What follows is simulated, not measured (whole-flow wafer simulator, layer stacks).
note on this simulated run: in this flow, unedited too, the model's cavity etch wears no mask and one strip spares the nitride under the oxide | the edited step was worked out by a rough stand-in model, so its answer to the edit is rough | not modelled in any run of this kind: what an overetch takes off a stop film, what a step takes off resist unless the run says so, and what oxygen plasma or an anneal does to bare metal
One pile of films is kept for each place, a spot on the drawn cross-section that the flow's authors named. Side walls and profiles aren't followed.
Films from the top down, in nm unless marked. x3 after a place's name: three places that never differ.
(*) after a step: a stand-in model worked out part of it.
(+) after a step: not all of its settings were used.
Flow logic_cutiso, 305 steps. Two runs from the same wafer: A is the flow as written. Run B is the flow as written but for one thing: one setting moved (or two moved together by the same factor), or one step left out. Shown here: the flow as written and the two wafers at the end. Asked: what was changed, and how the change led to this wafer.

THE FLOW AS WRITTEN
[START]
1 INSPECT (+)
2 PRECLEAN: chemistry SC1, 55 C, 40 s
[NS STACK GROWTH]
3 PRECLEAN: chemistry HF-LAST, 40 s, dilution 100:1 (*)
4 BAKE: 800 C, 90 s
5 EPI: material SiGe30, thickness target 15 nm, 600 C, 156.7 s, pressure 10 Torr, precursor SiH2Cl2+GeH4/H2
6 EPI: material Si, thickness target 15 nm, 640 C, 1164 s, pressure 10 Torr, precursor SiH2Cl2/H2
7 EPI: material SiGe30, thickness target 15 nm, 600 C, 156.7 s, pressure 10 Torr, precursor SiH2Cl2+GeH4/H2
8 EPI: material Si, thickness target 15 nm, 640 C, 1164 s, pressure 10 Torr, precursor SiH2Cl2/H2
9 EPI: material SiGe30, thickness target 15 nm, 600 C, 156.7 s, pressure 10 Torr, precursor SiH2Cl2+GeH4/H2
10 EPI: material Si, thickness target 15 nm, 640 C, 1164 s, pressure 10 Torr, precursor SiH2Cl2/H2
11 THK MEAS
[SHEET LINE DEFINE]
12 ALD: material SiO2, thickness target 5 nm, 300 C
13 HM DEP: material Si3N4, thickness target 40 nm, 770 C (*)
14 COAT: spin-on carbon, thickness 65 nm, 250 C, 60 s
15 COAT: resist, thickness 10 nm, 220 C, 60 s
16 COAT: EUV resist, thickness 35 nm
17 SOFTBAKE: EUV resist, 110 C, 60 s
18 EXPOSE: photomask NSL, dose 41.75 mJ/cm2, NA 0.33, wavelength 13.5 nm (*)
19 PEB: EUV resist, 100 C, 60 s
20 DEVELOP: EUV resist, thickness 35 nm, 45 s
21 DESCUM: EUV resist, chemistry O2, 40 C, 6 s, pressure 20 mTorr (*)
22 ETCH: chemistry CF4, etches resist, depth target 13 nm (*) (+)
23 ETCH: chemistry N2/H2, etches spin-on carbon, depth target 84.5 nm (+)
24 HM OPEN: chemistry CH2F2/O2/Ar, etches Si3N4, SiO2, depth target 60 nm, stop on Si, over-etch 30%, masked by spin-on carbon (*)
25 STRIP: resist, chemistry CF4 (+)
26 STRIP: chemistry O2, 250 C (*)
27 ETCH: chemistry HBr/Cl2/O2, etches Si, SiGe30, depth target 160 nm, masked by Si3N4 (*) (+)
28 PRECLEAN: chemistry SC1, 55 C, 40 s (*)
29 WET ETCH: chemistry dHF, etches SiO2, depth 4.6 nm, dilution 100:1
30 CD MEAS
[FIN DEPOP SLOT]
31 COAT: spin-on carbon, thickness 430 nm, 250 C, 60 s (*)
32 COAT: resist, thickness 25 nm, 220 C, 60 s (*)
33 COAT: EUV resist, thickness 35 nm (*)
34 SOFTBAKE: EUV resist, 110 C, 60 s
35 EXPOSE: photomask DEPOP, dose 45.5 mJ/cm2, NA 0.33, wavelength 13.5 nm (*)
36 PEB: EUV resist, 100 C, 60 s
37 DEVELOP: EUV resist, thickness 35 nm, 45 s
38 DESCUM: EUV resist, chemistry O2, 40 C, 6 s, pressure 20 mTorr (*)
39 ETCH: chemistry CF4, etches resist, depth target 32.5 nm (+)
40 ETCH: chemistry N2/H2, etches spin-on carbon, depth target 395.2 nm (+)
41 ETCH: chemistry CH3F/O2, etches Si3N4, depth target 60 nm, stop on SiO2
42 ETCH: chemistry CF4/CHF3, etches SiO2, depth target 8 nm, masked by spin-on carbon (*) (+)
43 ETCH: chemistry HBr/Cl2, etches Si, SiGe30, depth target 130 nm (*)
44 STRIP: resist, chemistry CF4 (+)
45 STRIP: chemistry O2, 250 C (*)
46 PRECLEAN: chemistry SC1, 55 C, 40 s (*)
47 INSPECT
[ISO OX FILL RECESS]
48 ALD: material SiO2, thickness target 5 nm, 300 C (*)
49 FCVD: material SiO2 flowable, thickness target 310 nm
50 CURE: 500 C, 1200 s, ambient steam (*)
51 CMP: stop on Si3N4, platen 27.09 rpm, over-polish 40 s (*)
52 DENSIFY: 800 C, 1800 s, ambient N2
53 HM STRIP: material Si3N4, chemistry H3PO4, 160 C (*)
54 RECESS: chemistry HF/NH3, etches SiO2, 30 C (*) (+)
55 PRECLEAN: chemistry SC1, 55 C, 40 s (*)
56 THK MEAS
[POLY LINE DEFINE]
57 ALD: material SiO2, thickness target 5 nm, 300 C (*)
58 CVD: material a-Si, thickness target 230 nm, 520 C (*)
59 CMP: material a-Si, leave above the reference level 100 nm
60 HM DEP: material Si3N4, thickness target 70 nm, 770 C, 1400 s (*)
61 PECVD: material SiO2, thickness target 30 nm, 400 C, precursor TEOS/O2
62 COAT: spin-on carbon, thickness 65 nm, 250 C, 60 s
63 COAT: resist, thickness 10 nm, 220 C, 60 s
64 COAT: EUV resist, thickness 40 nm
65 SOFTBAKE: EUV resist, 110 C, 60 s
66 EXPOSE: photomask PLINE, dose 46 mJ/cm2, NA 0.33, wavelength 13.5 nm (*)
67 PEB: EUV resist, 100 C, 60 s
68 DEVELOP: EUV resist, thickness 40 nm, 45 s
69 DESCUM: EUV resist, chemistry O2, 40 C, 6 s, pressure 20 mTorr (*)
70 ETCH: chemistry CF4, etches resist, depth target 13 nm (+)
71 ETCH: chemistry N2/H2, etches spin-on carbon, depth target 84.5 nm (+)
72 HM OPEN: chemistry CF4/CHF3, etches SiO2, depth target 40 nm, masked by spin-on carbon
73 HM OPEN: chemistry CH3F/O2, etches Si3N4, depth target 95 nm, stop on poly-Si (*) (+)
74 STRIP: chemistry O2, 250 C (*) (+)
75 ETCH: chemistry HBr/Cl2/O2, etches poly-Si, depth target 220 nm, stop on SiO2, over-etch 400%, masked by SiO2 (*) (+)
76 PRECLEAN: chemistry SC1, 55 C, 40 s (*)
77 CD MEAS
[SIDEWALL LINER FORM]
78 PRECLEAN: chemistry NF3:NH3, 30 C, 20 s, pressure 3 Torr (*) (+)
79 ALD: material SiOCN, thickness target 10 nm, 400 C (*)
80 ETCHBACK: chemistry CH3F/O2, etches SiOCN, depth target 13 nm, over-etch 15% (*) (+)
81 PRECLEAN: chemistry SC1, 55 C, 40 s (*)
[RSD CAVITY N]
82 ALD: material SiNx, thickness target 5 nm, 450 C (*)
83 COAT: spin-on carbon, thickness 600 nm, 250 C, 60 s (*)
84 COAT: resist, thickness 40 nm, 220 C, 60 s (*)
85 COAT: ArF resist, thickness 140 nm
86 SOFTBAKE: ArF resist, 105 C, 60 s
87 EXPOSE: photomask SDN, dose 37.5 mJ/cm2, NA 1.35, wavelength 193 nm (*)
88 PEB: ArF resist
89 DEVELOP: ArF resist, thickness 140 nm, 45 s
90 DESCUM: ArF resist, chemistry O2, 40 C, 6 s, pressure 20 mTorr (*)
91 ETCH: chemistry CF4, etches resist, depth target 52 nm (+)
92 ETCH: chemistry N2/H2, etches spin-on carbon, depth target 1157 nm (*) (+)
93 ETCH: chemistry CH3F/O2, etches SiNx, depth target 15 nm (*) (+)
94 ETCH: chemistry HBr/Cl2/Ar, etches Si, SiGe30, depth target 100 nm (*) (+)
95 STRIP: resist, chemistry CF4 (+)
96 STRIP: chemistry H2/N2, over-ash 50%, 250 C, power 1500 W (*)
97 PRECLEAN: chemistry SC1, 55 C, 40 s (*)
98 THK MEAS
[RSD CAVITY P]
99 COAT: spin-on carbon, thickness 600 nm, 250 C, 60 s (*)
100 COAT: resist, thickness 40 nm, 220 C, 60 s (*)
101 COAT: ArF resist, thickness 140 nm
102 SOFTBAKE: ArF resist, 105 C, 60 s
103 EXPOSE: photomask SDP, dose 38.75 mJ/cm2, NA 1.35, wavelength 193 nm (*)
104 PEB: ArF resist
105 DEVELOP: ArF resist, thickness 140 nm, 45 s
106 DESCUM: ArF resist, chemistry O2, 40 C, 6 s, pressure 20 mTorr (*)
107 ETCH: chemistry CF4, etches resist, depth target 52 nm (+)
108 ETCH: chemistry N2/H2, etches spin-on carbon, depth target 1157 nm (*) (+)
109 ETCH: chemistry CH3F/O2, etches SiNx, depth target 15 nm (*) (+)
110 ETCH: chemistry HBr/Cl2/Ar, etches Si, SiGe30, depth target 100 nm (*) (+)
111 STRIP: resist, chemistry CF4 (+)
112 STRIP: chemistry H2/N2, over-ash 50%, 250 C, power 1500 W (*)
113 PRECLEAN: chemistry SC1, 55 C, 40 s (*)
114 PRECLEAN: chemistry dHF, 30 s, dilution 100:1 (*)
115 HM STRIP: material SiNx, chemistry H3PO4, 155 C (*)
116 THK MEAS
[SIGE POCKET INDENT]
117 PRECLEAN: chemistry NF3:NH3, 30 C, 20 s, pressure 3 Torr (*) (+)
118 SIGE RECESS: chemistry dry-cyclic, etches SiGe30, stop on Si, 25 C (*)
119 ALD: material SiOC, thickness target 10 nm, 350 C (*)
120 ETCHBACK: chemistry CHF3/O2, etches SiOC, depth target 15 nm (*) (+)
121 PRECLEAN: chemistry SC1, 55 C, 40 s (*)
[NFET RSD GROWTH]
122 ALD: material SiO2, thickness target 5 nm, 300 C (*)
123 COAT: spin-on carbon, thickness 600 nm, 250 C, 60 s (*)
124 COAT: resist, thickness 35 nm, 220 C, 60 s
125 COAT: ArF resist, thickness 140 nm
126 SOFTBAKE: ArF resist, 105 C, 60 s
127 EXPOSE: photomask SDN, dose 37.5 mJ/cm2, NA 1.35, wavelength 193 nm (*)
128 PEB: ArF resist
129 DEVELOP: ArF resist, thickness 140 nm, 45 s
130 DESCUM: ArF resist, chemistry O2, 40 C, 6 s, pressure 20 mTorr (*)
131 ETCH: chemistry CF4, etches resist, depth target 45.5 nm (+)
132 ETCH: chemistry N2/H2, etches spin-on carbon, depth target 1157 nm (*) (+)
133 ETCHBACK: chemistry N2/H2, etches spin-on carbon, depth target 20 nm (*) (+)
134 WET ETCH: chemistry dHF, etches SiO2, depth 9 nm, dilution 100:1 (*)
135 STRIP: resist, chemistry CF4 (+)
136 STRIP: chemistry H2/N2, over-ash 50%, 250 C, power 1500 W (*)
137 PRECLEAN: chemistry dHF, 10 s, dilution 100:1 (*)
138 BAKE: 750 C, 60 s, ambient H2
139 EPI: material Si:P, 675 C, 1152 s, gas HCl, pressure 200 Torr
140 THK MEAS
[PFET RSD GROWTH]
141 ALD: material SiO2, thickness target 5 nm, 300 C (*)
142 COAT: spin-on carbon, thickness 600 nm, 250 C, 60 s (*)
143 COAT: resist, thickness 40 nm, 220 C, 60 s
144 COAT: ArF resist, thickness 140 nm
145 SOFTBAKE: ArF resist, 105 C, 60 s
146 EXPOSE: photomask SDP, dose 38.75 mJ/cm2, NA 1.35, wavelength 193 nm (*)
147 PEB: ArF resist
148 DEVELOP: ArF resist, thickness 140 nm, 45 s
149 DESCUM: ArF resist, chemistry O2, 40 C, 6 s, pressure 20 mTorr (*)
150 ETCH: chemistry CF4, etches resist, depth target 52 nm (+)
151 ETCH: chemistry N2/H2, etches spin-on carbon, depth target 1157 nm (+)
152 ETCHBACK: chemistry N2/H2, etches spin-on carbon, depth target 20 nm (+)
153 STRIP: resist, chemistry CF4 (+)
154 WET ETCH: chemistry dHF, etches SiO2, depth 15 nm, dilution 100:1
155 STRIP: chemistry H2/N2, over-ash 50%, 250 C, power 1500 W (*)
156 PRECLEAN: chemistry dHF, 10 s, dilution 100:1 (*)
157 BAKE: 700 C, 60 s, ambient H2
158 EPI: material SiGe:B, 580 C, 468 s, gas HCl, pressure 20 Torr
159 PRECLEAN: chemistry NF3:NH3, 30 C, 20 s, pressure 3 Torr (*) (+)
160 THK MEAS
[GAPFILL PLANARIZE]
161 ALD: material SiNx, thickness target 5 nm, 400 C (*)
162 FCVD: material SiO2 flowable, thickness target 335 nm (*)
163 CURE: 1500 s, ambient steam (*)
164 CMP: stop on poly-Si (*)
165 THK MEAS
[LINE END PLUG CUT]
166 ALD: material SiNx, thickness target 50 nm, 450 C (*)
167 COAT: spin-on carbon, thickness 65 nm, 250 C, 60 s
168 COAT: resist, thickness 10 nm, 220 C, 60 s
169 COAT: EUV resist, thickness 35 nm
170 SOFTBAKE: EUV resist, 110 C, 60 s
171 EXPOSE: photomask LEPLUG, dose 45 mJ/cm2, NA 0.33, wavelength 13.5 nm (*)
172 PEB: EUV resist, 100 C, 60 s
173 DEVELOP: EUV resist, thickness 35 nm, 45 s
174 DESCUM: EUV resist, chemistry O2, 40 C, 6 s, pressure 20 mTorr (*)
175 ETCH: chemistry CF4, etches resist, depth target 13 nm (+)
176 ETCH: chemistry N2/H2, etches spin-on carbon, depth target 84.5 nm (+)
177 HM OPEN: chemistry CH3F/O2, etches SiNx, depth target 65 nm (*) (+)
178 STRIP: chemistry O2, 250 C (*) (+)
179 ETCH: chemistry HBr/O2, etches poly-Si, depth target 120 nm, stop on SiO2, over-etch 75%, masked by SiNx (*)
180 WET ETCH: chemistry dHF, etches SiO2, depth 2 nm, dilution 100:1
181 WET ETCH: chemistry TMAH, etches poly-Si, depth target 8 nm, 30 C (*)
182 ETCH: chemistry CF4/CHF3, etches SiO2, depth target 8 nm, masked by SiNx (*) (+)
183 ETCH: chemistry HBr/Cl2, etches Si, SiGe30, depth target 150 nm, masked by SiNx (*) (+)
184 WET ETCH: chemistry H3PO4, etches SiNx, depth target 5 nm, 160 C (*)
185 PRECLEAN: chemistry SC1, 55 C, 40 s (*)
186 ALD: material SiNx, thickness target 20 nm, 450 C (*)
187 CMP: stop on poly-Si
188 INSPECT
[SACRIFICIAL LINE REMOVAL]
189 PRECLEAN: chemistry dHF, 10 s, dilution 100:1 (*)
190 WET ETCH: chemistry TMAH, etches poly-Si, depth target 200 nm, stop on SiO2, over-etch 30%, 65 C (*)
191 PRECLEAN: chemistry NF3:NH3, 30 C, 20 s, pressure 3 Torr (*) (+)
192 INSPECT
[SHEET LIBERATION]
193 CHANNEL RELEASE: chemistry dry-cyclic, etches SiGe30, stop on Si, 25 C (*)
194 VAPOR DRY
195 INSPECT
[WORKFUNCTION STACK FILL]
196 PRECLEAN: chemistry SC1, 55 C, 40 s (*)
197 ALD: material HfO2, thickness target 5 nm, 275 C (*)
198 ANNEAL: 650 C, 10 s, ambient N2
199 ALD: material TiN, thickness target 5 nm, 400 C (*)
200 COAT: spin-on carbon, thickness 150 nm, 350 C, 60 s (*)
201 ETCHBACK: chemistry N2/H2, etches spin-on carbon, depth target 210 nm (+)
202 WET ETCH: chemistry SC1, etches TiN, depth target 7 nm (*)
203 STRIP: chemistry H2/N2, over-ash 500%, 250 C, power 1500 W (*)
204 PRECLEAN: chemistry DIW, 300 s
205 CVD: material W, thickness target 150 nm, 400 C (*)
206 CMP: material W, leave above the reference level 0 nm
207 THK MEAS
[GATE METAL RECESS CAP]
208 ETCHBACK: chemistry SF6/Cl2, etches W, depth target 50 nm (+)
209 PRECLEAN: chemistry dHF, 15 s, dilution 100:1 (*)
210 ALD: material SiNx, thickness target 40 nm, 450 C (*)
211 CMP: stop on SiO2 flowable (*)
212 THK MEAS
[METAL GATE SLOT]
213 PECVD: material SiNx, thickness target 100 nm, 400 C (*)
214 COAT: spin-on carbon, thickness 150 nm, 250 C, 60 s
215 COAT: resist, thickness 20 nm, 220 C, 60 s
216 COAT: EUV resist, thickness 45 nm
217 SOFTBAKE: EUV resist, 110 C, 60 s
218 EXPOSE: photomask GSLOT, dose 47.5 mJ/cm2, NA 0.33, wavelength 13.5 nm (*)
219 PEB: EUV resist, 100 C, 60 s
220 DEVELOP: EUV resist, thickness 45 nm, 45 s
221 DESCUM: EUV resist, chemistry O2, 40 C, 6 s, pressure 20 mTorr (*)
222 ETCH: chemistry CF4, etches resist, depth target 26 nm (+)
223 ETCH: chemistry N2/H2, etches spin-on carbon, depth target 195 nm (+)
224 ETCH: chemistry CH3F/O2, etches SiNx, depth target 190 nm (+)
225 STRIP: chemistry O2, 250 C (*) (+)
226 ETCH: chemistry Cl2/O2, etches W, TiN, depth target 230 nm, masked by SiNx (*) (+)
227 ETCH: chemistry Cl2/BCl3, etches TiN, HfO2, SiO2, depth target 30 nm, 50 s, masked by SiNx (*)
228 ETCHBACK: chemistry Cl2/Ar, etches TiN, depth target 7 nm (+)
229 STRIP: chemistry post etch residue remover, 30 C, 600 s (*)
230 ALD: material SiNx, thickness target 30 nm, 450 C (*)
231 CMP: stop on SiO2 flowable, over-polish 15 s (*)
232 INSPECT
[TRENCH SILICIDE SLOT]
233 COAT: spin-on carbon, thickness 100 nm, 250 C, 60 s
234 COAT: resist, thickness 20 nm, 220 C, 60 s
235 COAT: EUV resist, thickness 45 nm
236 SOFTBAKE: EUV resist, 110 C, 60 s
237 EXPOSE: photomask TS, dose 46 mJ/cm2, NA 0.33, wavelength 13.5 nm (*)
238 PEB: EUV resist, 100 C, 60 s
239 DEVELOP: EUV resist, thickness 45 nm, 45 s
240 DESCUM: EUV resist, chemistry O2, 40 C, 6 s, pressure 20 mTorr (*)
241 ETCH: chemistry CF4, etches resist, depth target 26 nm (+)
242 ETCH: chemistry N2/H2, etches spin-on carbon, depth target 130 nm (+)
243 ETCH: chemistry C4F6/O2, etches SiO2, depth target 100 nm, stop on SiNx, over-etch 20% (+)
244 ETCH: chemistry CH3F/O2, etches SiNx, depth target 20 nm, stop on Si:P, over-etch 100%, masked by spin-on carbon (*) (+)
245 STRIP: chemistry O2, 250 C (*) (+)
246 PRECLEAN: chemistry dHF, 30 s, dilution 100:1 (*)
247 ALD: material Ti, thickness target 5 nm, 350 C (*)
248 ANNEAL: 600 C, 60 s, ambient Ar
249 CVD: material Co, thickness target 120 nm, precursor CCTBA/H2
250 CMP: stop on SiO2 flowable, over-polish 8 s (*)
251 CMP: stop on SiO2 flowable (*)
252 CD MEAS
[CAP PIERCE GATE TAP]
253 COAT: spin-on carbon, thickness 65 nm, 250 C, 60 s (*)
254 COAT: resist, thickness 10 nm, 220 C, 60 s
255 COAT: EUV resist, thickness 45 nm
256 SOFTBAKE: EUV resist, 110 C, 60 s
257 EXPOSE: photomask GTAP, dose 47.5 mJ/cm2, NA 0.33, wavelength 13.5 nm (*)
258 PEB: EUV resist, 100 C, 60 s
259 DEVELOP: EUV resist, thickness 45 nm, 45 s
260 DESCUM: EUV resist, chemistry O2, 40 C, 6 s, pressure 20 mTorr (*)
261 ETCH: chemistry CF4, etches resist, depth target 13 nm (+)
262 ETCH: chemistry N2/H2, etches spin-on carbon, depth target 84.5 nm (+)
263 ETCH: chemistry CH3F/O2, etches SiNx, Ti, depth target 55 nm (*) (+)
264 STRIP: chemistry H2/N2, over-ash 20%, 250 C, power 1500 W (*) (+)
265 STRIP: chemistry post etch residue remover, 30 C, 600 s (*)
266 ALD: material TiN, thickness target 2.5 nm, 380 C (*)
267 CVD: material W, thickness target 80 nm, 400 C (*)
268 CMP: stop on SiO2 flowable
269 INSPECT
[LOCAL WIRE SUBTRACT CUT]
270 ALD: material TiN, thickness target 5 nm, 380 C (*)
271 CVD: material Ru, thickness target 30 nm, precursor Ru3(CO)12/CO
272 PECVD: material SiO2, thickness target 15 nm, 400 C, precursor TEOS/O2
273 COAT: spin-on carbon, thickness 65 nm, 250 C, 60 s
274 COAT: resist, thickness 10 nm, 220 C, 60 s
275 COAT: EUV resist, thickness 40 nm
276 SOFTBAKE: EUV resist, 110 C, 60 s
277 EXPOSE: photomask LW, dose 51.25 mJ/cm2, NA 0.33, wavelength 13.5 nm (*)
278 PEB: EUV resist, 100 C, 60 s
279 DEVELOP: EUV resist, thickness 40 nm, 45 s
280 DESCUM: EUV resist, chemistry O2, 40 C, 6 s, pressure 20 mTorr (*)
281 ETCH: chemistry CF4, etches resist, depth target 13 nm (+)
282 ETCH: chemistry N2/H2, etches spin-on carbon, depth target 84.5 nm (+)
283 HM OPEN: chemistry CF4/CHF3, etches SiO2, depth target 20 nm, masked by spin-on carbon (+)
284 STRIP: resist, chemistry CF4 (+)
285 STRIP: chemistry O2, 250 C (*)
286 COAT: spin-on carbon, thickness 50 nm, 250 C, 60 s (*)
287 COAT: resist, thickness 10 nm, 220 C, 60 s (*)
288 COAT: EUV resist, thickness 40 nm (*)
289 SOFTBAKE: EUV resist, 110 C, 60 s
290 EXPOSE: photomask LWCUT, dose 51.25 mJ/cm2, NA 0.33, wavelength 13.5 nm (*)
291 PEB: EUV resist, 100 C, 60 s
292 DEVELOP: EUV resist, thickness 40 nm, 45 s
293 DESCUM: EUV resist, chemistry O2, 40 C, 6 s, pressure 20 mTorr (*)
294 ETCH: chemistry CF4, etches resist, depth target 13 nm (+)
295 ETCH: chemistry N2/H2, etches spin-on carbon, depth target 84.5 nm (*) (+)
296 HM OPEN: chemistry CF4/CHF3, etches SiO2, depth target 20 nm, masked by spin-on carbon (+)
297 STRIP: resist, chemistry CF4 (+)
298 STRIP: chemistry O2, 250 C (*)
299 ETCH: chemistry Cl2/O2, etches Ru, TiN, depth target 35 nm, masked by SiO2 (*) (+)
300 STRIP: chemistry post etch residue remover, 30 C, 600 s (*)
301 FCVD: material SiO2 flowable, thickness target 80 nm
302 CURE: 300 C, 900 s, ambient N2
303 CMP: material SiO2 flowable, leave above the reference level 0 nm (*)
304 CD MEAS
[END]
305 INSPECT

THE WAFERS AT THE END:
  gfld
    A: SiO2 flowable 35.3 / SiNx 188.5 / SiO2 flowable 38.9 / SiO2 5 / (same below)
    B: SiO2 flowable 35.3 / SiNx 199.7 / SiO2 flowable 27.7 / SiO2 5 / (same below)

The cause: step 227, ETCH: depth target 41.2 nm was run, where the flow has depth target 30 nm; step 227, ETCH: 68.8 s was run, where the flow has 50 s.

How the change led to this, step by step:
  227 ETCH: chemistry Cl2/BCl3, etches TiN, HfO2, SiO2, depth target 30 nm, 50 s, masked by SiNx (*)
      depop, dpovl, gl and 18 more: A SiNx -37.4 | B SiNx -51.5
      gfld: A HfO2 -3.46 (all of it), SiO2 flowable -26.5 | B HfO2 -3.46 (all of it), SiO2 flowable -37.7
  231 CMP: stop on SiO2 flowable, over-polish 15 s (*)
      depop, dpovl, gl and 9 more: A SiNx -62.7 | B SiNx -48.6
      lnr, lnri, lnrp, lnrt: A SiNx -61 (all of it), SiOCN -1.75 | B SiNx -46.9 (all of it), SiOCN -1.75
      (and at 6 more places)
